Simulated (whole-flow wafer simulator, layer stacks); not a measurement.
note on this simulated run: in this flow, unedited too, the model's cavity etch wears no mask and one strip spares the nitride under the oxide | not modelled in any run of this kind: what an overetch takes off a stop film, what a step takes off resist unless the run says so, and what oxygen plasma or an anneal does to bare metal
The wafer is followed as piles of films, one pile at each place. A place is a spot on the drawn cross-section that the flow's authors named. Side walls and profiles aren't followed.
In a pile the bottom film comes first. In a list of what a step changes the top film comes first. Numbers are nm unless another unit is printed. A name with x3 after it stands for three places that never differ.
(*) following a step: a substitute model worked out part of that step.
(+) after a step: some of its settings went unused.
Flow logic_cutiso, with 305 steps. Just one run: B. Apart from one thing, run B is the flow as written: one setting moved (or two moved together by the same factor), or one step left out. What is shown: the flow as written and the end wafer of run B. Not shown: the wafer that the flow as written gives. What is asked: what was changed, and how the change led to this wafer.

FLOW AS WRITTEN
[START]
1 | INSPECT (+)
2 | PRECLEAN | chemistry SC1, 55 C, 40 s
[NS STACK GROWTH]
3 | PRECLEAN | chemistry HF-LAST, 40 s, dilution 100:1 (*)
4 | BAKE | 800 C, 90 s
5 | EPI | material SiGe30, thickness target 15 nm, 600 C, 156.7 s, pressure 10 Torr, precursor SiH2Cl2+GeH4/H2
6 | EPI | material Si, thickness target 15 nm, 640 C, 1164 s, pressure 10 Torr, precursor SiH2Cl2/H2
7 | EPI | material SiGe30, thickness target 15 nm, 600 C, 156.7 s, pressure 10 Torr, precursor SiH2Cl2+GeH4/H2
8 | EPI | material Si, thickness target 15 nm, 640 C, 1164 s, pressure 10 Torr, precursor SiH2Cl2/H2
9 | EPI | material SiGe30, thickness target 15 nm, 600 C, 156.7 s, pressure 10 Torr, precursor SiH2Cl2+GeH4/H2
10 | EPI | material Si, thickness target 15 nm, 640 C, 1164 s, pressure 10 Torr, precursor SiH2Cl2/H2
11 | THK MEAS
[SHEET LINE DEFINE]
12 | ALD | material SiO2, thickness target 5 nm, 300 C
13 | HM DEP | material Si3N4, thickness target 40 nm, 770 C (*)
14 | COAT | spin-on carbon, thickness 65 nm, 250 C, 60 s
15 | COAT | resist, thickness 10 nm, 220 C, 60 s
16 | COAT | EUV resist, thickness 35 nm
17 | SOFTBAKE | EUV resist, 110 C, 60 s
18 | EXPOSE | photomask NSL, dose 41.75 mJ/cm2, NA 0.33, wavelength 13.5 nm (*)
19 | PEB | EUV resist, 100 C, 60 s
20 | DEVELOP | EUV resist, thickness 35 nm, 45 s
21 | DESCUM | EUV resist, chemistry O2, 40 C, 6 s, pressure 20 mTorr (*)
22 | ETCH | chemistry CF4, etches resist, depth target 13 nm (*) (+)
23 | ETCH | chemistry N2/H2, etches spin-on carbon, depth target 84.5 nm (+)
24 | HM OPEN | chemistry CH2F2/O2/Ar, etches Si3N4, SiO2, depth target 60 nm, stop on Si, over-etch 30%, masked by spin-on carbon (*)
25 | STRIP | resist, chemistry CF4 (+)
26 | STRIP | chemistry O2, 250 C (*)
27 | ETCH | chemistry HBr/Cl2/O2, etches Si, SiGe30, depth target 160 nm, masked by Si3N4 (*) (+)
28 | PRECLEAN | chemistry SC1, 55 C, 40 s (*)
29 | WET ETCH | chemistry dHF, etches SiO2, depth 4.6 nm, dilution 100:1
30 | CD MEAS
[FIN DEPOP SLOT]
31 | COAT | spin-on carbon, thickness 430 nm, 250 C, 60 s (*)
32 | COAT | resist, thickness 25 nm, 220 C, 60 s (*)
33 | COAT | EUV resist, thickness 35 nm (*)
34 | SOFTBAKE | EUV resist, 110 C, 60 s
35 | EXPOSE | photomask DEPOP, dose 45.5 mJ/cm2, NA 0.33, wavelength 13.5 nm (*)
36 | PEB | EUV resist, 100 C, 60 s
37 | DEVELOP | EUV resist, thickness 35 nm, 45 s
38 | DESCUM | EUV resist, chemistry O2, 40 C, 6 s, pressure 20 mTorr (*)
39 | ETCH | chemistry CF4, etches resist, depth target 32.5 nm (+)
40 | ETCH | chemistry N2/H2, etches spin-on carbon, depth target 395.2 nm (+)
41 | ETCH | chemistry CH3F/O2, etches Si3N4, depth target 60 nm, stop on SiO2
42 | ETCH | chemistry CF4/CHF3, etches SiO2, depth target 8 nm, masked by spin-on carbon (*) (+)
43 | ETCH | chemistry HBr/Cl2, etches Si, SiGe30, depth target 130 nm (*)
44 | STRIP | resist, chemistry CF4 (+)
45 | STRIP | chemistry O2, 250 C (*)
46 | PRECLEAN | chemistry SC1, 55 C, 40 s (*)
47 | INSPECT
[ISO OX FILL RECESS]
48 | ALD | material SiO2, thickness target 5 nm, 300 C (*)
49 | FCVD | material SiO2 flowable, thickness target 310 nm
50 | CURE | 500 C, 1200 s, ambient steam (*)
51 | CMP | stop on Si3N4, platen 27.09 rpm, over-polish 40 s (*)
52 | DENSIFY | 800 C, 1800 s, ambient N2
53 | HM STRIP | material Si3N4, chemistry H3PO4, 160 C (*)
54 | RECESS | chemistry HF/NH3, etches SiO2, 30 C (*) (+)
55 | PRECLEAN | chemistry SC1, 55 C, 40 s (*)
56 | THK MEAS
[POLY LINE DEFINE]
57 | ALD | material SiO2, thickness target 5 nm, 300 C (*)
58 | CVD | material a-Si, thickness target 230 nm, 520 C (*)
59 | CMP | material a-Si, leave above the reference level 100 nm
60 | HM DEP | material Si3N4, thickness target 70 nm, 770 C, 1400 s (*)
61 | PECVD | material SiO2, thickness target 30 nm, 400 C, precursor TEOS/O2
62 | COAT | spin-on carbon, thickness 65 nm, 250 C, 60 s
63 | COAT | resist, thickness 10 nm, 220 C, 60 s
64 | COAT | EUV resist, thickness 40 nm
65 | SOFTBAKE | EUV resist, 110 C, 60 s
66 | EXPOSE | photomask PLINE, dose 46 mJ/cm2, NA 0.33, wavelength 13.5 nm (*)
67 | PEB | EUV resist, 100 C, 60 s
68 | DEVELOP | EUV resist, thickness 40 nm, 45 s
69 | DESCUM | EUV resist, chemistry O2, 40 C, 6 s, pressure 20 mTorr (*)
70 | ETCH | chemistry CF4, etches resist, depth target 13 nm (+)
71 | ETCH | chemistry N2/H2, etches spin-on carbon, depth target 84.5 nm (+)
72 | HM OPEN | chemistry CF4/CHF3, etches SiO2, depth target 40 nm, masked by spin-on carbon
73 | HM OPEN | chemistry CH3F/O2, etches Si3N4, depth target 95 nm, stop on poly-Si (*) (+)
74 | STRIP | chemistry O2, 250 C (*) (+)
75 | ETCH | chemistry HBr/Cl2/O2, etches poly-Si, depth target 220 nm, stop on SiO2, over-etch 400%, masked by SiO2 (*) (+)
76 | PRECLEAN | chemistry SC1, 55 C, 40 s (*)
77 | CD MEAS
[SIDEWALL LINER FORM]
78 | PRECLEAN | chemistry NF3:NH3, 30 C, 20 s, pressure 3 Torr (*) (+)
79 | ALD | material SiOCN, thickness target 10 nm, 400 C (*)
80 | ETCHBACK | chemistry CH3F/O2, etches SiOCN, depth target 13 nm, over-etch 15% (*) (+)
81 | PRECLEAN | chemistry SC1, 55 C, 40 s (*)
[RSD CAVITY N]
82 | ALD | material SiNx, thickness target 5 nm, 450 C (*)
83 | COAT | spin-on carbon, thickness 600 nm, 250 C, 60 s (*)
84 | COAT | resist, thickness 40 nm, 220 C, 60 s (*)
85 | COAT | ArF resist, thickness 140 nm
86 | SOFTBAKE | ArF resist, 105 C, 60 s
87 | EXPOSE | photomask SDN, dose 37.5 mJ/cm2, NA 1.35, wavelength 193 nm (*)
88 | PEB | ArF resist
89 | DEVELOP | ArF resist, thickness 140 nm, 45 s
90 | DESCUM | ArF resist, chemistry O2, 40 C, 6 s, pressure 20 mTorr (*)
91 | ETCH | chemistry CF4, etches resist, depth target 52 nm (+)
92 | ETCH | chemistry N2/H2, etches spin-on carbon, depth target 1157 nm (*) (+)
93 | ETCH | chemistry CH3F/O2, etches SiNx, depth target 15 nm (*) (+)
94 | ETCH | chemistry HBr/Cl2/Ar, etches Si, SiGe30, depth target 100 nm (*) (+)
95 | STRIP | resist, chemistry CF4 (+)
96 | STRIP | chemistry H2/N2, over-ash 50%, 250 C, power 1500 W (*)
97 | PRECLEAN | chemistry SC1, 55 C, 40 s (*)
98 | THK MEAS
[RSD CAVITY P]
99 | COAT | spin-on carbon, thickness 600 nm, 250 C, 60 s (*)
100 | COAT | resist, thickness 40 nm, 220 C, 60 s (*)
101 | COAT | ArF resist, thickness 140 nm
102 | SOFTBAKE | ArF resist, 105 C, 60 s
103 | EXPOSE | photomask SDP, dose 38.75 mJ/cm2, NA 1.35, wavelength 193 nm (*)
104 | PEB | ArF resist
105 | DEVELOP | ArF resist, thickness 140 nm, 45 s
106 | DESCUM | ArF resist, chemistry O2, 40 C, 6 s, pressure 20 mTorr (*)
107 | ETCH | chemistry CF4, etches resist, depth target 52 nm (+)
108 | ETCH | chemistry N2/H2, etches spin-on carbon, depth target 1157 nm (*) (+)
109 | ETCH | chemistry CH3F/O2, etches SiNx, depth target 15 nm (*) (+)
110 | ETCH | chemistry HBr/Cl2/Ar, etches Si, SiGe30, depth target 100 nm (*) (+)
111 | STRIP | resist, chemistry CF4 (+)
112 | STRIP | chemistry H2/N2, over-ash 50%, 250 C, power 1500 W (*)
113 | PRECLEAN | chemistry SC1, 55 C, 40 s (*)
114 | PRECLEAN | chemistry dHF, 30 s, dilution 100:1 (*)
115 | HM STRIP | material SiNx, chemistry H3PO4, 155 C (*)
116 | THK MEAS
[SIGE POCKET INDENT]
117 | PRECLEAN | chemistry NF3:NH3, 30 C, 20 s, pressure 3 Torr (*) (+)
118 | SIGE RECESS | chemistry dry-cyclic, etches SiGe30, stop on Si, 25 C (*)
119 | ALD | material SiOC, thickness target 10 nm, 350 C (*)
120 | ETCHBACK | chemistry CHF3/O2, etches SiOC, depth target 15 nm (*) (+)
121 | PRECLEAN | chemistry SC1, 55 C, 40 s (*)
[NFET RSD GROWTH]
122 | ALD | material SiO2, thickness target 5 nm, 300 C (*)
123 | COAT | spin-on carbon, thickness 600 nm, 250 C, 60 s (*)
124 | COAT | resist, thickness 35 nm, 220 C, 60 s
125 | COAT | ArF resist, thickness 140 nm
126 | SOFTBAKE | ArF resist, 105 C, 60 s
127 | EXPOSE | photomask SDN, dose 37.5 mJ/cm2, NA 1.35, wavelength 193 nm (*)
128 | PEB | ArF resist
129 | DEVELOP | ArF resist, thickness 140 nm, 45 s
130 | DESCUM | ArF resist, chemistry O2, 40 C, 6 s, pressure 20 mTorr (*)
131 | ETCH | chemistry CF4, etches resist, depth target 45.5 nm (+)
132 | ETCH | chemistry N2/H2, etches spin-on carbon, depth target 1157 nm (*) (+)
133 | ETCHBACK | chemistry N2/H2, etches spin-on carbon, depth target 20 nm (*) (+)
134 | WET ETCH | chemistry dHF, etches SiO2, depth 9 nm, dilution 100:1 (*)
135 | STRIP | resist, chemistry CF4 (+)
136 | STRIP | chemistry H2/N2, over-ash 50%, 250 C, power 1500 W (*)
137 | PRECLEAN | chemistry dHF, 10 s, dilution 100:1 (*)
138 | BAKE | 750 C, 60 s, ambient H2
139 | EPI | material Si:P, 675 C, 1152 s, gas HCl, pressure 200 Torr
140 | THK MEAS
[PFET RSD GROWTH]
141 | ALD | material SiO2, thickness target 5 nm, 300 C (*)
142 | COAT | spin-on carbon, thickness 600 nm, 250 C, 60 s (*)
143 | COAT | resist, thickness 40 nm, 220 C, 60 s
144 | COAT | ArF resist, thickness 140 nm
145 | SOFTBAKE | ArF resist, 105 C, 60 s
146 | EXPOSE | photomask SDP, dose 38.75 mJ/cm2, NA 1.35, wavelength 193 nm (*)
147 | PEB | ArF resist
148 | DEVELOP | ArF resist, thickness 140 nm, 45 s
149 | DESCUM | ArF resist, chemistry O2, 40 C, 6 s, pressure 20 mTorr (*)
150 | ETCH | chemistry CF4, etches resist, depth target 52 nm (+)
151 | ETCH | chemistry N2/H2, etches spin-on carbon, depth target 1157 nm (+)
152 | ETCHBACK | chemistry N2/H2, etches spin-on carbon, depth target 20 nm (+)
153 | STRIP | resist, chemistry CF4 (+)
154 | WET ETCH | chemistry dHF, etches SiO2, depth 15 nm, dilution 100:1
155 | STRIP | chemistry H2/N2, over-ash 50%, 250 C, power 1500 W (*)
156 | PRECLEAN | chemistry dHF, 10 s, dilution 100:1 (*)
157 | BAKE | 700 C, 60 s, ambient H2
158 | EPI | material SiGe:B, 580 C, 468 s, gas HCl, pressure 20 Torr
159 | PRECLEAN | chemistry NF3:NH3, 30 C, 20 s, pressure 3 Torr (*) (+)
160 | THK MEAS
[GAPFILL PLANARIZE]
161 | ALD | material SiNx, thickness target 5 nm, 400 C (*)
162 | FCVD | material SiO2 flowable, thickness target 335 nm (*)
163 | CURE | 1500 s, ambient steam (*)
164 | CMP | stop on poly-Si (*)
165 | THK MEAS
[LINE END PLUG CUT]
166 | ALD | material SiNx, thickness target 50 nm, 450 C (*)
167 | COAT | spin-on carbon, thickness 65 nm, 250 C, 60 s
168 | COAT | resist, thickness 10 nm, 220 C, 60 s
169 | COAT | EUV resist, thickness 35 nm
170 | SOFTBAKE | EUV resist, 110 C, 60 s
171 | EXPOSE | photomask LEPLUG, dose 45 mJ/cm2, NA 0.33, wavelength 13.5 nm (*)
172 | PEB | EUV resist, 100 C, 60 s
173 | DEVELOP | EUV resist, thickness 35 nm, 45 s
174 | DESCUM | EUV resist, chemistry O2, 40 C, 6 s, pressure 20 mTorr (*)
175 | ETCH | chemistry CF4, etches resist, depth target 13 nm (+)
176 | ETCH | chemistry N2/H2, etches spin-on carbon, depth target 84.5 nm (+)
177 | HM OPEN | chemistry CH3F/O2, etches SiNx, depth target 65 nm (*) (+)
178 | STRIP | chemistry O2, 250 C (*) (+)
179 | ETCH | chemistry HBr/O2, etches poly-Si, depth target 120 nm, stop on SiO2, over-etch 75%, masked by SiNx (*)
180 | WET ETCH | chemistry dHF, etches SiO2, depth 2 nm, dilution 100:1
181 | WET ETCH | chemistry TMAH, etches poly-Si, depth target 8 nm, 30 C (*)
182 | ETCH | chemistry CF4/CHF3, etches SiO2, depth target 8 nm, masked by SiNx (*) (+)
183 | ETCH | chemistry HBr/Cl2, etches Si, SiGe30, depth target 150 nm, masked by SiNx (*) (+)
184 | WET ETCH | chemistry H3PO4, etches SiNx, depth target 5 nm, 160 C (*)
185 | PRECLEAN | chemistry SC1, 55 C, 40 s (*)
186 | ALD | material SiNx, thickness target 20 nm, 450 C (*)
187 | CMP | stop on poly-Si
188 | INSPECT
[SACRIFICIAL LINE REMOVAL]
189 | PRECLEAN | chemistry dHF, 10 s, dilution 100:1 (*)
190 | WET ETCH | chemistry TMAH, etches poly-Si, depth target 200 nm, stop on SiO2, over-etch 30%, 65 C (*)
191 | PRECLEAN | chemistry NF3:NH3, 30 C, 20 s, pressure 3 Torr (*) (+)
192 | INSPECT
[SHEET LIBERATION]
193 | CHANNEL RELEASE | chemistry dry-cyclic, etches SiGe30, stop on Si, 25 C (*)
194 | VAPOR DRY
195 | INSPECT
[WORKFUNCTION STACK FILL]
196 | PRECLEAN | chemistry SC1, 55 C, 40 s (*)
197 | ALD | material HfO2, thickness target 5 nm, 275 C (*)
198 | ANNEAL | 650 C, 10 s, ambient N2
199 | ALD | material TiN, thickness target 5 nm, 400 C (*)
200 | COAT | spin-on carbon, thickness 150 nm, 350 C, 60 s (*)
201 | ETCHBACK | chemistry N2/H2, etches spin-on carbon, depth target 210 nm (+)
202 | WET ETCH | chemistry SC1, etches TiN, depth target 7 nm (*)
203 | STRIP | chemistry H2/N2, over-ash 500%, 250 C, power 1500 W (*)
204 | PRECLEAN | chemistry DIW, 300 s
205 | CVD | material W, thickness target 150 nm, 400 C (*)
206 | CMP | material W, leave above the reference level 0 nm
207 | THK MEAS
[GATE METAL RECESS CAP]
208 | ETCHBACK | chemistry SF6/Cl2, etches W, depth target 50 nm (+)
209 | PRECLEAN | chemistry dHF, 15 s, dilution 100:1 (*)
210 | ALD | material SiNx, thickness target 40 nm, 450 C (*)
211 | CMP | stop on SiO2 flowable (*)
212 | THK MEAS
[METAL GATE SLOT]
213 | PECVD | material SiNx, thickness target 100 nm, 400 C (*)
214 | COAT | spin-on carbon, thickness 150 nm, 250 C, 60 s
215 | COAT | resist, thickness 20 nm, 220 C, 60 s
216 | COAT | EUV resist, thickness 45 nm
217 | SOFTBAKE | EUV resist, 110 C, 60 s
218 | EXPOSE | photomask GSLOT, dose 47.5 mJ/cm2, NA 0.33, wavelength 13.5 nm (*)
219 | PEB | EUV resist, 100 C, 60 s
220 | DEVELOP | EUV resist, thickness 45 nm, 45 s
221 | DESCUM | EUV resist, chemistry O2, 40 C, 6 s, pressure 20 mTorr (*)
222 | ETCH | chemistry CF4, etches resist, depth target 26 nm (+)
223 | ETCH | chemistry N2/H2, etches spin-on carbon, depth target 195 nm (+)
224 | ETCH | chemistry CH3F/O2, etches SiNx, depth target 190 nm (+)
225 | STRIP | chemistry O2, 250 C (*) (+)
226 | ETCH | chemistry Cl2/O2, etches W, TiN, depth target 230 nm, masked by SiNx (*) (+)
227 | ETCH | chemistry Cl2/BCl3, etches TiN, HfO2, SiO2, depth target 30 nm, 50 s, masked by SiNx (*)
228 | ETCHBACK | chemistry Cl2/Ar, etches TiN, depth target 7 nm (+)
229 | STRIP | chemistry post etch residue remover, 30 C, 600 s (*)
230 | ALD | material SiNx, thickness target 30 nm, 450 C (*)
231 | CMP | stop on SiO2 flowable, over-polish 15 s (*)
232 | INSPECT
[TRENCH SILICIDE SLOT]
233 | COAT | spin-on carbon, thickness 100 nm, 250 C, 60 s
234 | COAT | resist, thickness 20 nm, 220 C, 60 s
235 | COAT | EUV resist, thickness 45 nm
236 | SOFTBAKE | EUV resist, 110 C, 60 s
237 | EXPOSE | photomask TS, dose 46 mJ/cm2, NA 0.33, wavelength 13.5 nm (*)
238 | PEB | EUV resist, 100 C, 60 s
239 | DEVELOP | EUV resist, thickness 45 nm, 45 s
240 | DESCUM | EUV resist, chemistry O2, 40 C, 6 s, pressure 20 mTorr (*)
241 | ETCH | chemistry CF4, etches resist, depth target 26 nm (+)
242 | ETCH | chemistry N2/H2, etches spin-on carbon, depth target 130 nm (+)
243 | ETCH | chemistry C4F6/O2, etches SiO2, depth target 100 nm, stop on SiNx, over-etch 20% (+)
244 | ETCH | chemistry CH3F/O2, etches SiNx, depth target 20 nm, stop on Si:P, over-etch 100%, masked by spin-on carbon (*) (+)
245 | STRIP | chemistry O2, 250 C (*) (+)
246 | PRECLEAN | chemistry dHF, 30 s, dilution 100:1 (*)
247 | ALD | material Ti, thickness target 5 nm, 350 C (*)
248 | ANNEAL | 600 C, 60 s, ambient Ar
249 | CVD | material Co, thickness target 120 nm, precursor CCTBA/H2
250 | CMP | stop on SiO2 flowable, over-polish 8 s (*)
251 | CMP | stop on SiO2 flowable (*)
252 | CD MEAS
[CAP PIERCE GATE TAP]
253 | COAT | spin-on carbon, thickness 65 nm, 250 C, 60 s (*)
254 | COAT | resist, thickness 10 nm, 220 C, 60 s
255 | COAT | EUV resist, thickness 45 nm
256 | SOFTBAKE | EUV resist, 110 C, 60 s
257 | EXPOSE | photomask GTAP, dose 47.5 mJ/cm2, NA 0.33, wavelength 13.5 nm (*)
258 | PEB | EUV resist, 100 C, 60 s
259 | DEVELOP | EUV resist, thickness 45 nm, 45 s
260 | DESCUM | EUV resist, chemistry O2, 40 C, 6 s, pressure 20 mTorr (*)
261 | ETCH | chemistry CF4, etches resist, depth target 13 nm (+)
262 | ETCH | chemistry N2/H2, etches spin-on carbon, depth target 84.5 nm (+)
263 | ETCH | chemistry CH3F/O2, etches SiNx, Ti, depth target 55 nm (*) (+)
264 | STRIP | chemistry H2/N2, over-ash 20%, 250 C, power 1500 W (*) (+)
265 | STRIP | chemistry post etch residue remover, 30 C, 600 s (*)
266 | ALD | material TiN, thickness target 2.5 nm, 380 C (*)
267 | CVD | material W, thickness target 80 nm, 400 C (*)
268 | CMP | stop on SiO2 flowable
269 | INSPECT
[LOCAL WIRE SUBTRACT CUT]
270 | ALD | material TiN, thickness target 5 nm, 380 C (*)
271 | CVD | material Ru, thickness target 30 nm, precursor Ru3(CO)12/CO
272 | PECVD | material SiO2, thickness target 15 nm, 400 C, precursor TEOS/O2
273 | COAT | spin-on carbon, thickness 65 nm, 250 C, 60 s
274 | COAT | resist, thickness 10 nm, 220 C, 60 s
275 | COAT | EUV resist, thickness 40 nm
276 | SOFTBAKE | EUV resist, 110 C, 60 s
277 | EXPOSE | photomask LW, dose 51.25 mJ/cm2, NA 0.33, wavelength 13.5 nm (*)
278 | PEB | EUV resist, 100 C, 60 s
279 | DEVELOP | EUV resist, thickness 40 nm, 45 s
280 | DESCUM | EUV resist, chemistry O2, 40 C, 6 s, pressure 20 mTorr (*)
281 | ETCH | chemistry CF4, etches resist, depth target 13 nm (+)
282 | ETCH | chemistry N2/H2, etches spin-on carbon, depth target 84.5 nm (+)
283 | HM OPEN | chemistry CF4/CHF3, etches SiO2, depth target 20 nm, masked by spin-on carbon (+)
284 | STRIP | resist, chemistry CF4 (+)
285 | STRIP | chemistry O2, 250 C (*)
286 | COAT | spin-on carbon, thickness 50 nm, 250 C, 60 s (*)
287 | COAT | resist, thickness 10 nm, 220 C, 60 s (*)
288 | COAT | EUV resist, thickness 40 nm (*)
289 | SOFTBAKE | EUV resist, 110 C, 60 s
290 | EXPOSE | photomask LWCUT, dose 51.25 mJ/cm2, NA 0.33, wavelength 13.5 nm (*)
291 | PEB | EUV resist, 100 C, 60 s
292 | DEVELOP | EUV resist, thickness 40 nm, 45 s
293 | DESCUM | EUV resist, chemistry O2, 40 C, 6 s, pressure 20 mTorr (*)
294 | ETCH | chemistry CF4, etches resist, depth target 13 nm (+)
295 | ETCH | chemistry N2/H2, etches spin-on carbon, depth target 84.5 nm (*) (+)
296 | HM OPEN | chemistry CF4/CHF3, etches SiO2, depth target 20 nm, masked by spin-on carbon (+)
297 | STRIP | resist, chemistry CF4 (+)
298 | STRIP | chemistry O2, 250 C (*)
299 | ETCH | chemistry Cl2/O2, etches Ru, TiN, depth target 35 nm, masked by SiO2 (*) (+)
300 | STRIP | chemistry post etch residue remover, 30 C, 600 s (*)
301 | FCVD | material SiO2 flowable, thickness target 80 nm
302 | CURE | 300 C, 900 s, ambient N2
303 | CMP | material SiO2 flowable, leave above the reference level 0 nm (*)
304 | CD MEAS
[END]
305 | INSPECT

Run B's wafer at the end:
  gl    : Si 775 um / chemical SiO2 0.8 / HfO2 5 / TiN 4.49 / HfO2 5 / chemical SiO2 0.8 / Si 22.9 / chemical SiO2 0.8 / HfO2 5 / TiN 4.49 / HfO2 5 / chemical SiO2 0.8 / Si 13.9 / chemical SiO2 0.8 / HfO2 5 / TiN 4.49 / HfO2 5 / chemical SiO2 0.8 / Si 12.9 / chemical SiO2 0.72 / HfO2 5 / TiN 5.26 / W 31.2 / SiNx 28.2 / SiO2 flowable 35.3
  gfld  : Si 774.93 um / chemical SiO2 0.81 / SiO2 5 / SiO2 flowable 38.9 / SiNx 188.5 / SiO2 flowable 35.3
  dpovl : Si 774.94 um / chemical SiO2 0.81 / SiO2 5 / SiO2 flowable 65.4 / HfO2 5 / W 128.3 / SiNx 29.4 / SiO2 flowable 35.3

The reason: step 6, EPI: thickness target 24 nm was run, while the flow as written has thickness target 15 nm; step 6, EPI: 1863 s was run, where the flow has 1164 s.

Step by step, how the change led to this:
  6 | EPI | material Si, thickness target 15 nm, 640 C, 1164 s, pressure 10 Torr, precursor SiH2Cl2/H2
      depop, dpovl, gfld and 19 more: +24 Si (new film) (as written it would have been: +15 Si (new film))
  27 | ETCH | chemistry HBr/Cl2/O2, etches Si, SiGe30, depth target 160 nm, masked by Si3N4 (*) (+)
      gfld, gxf, iso, lnri: -0.79 chemical SiO2 (all of it), -11.4 Si (all of it), -15 SiGe30 (all of it), -15 Si (all of it), -15 SiGe30 (all of it), -24 Si (all of it), -15 SiGe30 (all of it), -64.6 Si (as written it would have been: -0.79 chemical SiO2 (all of it), -11.4 Si (all of it), -15 SiGe30 (all of it), -15 Si (all of it), -15 SiGe30 (all of it), -15 Si (all of it), -15 SiGe30 (all of it), -73.6 Si)
      dpovl, nsgap: -0.79 chemical SiO2 (all of it), -11.8 Si (all of it), -15 SiGe30 (all of it), -15 Si (all of it), -15 SiGe30 (all of it), -24 Si (all of it), -15 SiGe30 (all of it), -64.2 Si (as written it would have been: -0.79 chemical SiO2 (all of it), -11.8 Si (all of it), -15 SiGe30 (all of it), -15 Si (all of it), -15 SiGe30 (all of it), -15 Si (all of it), -15 SiGe30 (all of it), -73.2 Si)
      (also at 1 further place)
  43 | ETCH | chemistry HBr/Cl2, etches Si, SiGe30, depth target 130 nm (*)
      depop: -14 Si (all of it), -15 SiGe30 (all of it), -15 Si (all of it), -15 SiGe30 (all of it), -24 Si (all of it), -15 SiGe30 (all of it), -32 Si (as written it would have been: -14 Si (all of it), -15 SiGe30 (all of it), -15 Si (all of it), -15 SiGe30 (all of it), -15 Si (all of it), -15 SiGe30 (all of it), -41 Si)
  94 | ETCH | chemistry HBr/Cl2/Ar, etches Si, SiGe30, depth target 100 nm (*) (+)
      rsdn, rsdx: -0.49 chemical SiO2 (all of it), -12.8 Si (all of it), -15 SiGe30 (all of it), -15 Si (all of it), -15 SiGe30 (all of it), -24 Si (all of it), -15 SiGe30 (all of it), -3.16 Si (as written it would have been: -0.49 chemical SiO2 (all of it), -12.8 Si (all of it), -15 SiGe30 (all of it), -15 Si (all of it), -15 SiGe30 (all of it), -15 Si (all of it), -15 SiGe30 (all of it), -12.2 Si)
  110 | ETCH | chemistry HBr/Cl2/Ar, etches Si, SiGe30, depth target 100 nm (*) (+)
      rsdp, rsdw: -0.49 chemical SiO2 (all of it), -12.8 Si (all of it), -15 SiGe30 (all of it), -15 Si (all of it), -15 SiGe30 (all of it), -24 Si (all of it), -15 SiGe30 (all of it), -3.16 Si (as written it would have been: -0.49 chemical SiO2 (all of it), -12.8 Si (all of it), -15 SiGe30 (all of it), -15 Si (all of it), -15 SiGe30 (all of it), -15 Si (all of it), -15 SiGe30 (all of it), -12.2 Si)
  183 | ETCH | chemistry HBr/Cl2, etches Si, SiGe30, depth target 150 nm, masked by SiNx (*) (+)
      plug: -13.6 Si (all of it), -15 SiGe30 (all of it), -15 Si (all of it), -15 SiGe30 (all of it), -24 Si (all of it), -15 SiGe30 (all of it), -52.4 Si (as written it would have been: -13.6 Si (all of it), -15 SiGe30 (all of it), -15 Si (all of it), -15 SiGe30 (all of it), -15 Si (all of it), -15 SiGe30 (all of it), -61.4 Si)
